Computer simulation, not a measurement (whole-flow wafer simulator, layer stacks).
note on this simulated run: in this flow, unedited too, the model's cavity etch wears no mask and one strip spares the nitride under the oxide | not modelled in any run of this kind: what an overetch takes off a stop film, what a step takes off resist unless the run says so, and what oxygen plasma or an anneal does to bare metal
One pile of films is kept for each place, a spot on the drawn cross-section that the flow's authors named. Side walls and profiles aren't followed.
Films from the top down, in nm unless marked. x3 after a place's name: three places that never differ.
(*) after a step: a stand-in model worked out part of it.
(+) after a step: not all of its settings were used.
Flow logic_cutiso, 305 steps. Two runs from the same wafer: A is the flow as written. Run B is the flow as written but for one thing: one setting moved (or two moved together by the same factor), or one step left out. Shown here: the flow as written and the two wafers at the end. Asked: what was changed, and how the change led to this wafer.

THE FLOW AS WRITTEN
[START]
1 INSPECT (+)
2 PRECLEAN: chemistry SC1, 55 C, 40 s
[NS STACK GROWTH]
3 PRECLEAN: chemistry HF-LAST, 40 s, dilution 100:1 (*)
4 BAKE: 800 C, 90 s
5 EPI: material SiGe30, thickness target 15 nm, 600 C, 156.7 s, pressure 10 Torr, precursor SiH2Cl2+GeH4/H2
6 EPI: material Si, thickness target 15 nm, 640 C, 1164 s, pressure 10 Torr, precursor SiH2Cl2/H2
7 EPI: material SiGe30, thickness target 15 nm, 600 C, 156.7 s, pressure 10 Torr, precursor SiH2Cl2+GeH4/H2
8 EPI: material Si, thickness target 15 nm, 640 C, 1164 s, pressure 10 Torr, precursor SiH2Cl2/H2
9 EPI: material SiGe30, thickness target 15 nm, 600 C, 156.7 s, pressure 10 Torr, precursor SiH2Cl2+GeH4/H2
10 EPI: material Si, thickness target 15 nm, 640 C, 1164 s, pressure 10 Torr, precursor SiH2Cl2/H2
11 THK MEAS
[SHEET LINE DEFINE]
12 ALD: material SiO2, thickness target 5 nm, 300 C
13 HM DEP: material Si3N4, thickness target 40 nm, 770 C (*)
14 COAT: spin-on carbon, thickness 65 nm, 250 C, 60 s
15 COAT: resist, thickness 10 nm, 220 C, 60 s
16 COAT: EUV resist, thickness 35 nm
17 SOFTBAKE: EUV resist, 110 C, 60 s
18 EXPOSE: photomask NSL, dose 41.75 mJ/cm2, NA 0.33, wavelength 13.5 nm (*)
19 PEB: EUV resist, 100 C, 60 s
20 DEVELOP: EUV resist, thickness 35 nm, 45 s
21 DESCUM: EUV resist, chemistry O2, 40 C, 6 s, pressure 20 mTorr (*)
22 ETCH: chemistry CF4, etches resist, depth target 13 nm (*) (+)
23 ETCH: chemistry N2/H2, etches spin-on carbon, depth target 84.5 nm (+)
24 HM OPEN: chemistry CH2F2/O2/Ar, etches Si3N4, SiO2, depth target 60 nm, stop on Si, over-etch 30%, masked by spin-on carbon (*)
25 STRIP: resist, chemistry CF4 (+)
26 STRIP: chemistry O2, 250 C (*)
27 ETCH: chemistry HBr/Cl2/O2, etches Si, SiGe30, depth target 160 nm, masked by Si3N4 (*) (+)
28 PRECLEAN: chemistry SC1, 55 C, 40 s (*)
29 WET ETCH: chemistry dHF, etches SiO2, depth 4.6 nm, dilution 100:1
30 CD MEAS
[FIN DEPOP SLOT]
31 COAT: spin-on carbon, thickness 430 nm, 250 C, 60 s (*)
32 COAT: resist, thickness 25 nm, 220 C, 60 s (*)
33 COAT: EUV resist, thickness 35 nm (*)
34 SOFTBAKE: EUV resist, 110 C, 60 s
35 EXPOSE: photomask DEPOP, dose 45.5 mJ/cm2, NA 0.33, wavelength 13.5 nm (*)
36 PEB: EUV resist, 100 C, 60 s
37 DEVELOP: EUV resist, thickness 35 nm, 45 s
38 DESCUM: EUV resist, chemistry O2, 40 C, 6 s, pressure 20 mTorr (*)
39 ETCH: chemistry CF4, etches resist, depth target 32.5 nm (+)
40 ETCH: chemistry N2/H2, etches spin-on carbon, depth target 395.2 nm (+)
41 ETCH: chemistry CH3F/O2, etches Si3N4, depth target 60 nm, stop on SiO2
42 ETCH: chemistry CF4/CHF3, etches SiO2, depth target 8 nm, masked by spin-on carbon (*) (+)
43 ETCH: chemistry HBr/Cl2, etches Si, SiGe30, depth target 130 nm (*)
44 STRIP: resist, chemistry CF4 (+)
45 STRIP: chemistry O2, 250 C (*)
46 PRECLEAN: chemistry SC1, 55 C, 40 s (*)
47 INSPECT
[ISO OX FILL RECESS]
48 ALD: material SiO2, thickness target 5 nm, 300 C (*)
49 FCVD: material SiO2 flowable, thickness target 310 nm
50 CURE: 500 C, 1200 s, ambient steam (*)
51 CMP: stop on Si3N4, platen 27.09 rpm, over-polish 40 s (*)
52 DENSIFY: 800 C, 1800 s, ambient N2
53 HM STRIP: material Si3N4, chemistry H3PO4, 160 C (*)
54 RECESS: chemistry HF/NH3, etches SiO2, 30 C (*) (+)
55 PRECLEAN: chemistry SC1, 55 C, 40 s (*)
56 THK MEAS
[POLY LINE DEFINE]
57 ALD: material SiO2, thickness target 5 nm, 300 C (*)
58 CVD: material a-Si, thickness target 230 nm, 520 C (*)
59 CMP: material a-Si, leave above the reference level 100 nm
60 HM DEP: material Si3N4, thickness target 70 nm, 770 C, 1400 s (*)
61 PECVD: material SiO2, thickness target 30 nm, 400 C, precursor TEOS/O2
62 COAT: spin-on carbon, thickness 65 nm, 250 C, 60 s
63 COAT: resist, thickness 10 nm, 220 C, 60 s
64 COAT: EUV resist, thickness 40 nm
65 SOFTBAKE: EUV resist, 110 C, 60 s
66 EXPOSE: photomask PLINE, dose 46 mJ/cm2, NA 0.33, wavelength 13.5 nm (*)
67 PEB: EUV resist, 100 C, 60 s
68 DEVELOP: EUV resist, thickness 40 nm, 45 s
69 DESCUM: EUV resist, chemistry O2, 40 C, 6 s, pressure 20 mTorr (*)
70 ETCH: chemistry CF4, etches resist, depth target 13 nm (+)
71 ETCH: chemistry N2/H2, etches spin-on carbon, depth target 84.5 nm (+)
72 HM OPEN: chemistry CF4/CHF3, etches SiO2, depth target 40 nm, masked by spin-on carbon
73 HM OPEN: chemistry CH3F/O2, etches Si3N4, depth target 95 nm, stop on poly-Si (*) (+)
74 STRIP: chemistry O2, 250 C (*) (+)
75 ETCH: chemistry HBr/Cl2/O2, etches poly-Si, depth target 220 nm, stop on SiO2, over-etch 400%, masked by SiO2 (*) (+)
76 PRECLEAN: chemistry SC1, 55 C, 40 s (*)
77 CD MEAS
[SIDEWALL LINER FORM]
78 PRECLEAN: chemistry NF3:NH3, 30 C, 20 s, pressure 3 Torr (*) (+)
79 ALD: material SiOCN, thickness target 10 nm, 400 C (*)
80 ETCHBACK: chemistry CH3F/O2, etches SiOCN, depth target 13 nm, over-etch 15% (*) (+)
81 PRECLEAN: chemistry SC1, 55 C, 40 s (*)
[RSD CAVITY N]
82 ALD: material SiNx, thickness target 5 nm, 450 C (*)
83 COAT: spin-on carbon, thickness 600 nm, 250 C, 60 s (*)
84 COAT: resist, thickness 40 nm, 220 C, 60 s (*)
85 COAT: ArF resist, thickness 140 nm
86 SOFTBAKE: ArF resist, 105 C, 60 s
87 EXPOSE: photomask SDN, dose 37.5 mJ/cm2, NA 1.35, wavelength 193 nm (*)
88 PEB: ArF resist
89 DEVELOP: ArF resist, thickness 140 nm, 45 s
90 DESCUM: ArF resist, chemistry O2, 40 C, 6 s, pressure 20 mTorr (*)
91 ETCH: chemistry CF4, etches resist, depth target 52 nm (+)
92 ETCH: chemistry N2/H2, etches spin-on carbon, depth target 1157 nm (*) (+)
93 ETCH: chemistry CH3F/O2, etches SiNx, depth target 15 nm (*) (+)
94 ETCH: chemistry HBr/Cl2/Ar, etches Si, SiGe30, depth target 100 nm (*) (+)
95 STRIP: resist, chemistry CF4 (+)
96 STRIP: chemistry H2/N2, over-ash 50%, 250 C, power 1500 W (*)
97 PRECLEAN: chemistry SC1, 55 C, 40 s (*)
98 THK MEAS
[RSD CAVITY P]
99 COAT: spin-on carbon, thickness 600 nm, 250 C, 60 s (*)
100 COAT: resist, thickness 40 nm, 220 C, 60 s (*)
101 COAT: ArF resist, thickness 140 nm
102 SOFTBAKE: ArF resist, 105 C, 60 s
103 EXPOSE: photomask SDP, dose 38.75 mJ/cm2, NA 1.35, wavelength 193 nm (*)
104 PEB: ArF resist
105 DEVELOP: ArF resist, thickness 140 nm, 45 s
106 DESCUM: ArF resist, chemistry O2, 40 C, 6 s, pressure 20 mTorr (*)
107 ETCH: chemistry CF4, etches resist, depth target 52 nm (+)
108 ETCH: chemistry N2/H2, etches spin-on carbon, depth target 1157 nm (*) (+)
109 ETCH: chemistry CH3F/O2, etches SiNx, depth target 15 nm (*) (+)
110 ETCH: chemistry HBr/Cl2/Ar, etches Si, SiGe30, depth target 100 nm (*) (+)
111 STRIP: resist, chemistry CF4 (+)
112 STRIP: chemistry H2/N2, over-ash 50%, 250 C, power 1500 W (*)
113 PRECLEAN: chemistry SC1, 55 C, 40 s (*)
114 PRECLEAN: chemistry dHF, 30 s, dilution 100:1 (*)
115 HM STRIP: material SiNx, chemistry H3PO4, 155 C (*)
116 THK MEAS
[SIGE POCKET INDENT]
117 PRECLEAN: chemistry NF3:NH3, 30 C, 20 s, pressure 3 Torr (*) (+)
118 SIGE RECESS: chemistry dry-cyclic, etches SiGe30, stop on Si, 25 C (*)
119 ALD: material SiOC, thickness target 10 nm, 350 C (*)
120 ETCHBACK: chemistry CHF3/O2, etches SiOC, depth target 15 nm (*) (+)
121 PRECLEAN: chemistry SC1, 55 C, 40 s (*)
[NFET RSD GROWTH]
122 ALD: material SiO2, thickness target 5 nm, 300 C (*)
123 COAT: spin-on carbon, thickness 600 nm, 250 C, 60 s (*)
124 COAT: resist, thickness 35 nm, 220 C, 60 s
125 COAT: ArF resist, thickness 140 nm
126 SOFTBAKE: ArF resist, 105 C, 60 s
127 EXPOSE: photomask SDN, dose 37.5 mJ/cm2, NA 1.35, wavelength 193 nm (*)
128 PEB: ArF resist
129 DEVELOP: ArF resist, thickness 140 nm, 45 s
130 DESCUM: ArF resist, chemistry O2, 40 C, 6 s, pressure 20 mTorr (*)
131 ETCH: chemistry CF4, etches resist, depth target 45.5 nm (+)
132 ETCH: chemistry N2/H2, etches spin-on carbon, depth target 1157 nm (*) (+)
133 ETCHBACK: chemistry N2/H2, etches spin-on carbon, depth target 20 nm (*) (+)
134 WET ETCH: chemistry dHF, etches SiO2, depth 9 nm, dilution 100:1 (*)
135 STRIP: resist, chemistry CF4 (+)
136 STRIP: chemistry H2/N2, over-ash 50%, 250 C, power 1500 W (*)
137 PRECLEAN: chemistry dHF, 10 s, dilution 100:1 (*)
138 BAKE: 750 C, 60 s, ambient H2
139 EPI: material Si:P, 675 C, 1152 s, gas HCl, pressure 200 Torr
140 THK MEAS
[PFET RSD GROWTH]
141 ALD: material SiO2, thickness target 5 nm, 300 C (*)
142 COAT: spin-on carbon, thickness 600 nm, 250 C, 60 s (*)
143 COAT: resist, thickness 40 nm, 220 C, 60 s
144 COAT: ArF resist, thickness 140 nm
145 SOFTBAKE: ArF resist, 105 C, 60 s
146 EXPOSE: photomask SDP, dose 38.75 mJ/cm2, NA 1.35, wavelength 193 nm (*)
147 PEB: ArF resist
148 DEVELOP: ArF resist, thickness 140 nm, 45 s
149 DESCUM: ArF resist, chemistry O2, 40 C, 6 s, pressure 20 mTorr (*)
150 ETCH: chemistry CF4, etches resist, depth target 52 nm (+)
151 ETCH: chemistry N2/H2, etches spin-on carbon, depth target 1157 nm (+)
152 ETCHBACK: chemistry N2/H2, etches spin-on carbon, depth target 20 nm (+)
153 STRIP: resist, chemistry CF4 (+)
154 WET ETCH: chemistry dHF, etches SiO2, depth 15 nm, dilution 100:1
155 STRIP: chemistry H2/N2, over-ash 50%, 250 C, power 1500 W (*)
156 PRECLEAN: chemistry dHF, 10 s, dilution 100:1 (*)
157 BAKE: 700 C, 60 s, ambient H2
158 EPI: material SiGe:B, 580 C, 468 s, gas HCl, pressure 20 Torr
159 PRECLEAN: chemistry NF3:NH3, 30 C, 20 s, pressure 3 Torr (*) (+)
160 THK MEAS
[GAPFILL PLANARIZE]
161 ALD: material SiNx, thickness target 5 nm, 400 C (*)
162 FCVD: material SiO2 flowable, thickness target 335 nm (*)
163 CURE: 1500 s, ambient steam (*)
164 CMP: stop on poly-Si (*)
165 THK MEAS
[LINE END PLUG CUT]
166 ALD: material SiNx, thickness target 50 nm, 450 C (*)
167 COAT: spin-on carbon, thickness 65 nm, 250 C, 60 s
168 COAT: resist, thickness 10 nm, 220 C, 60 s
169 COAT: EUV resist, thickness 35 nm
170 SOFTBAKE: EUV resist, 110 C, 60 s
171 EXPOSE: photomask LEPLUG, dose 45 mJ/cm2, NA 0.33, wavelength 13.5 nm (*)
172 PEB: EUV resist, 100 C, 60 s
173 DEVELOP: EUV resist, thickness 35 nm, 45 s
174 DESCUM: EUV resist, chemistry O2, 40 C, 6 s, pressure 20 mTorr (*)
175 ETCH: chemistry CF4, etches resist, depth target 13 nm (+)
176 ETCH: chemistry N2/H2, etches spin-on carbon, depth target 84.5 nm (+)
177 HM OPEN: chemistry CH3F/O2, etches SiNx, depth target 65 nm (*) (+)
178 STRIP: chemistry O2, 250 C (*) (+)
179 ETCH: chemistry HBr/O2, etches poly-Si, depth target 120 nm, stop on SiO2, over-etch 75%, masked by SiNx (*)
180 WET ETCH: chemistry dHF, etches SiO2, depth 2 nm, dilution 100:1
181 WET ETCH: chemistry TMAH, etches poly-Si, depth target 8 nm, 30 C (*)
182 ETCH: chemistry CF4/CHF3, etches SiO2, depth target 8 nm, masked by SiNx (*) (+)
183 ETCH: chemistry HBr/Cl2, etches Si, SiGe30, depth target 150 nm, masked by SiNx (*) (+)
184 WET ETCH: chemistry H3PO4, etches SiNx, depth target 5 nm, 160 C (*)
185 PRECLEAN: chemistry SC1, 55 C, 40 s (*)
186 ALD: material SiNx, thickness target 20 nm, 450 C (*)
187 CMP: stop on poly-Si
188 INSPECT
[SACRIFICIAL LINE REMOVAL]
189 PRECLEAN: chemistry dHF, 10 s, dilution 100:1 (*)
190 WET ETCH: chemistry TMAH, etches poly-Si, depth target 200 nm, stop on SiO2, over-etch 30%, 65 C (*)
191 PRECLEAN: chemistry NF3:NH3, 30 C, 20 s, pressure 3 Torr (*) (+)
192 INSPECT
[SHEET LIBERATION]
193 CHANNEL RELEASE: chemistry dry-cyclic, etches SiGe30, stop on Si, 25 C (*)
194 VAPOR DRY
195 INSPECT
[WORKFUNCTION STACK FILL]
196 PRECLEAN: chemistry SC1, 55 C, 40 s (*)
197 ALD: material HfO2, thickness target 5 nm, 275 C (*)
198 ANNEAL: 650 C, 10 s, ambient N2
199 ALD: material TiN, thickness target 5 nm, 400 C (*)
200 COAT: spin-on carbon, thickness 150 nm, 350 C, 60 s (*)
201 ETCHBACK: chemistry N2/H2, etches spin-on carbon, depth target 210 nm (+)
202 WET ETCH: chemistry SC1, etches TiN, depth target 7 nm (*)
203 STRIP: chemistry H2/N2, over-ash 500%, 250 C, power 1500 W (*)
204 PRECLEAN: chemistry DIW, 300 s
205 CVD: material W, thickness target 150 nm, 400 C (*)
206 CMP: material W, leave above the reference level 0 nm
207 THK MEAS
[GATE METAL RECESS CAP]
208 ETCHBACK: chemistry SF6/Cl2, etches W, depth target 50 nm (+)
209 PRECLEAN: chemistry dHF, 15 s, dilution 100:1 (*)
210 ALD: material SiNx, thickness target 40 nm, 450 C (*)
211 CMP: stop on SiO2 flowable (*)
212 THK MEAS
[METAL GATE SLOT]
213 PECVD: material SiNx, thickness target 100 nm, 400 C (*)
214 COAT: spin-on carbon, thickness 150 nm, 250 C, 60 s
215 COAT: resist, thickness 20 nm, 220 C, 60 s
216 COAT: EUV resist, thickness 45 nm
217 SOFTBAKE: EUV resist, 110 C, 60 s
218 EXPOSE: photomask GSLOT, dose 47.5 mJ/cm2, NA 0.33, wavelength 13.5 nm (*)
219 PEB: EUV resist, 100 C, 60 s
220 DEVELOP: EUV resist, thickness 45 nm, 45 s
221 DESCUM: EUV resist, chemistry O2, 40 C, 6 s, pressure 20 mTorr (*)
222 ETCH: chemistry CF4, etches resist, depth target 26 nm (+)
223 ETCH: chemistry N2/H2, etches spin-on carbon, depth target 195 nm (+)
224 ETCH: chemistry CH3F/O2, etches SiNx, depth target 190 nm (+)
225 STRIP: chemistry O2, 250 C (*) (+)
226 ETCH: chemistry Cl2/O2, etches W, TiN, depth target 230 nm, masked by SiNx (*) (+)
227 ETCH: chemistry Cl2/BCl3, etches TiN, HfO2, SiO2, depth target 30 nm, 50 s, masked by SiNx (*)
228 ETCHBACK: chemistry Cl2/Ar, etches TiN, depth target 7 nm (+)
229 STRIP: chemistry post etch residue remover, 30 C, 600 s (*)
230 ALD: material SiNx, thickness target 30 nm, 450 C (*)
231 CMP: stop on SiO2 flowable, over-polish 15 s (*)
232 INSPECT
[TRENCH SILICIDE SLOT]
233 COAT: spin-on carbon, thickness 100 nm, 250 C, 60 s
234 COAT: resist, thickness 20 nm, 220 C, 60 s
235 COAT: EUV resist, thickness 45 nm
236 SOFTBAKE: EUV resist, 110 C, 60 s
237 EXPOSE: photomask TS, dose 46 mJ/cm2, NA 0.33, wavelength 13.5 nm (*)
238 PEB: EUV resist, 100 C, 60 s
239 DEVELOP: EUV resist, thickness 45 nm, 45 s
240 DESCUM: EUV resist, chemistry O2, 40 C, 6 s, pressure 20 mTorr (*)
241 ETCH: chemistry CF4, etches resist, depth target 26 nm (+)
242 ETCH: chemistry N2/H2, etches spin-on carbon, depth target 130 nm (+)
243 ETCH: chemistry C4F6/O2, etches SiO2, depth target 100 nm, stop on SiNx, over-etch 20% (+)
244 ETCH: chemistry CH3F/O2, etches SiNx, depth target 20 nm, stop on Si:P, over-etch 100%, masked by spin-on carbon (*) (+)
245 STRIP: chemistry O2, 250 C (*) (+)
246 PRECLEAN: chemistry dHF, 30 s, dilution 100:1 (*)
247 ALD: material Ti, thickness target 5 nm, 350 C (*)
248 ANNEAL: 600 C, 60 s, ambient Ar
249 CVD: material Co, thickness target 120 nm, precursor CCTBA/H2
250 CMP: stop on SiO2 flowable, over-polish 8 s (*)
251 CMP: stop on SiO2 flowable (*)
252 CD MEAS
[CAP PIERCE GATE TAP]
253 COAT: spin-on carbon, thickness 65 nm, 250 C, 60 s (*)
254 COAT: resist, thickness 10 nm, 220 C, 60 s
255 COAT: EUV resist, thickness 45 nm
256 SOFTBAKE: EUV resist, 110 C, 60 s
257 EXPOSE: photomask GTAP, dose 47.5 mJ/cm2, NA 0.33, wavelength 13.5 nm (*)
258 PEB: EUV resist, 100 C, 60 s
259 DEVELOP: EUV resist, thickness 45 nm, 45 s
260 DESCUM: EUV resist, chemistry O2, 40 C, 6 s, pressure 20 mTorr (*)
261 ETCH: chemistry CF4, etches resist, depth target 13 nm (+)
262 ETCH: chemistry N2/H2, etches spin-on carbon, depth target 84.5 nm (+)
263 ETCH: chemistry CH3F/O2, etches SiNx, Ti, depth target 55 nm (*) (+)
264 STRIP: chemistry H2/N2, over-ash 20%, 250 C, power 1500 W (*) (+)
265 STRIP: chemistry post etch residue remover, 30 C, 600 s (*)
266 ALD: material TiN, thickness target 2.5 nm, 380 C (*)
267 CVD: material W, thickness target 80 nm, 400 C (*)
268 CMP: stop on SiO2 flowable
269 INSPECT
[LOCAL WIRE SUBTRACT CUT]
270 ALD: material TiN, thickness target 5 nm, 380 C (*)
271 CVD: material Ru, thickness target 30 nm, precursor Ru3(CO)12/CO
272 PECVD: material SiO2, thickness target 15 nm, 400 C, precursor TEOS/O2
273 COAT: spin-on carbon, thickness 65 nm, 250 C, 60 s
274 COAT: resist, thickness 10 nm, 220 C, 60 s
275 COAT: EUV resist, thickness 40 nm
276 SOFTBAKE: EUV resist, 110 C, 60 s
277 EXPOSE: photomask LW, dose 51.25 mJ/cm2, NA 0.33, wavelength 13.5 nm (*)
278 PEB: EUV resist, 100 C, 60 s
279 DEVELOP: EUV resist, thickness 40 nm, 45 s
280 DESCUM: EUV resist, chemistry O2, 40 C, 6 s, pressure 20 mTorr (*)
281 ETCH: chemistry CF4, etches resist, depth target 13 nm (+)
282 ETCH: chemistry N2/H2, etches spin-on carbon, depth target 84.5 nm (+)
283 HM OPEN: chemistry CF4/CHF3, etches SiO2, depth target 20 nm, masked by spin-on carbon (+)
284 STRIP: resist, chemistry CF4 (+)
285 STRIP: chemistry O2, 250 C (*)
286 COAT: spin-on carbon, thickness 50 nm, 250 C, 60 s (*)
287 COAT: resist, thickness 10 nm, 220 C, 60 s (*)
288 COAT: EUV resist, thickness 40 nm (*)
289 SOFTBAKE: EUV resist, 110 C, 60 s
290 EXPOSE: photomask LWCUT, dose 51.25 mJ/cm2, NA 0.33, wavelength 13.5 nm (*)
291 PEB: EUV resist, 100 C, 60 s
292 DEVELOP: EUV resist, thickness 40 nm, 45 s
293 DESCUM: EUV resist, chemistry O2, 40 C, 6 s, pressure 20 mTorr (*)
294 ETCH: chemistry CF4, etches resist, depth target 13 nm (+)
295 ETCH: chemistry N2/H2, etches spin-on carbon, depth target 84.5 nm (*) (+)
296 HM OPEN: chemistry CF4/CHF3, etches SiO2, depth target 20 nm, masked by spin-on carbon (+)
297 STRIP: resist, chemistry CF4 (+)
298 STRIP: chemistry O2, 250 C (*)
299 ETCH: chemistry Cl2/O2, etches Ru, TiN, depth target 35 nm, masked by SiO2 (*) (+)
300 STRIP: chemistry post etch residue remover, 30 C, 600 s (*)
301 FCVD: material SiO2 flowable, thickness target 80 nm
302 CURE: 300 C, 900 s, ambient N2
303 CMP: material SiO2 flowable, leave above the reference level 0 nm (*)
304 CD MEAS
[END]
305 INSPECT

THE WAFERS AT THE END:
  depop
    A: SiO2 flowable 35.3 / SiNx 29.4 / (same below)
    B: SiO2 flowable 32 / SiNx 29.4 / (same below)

The cause: step 301, FCVD: thickness target 32 nm was run, where the flow has thickness target 80 nm.

How the change led to this, step by step:
  301 FCVD: material SiO2 flowable, thickness target 80 nm
      depop, dpovl, isow, ns, nsgap: A SiO2 flowable +80 (new film) | B SiO2 flowable +32 (new film)
      gfld: A SiO2 flowable +94.4 (new film) | B SiO2 flowable +38 (new film)
      (and at 16 more places)
  303 CMP: material SiO2 flowable, leave above the reference level 0 nm (*)
      depop, dpovl, isow, ns, nsgap: A SiO2 flowable -44.7 | B nothing
      glp, rsdw: A SiO2 flowable -59.2 | B SiO2 flowable -13
      (and at 15 more places)
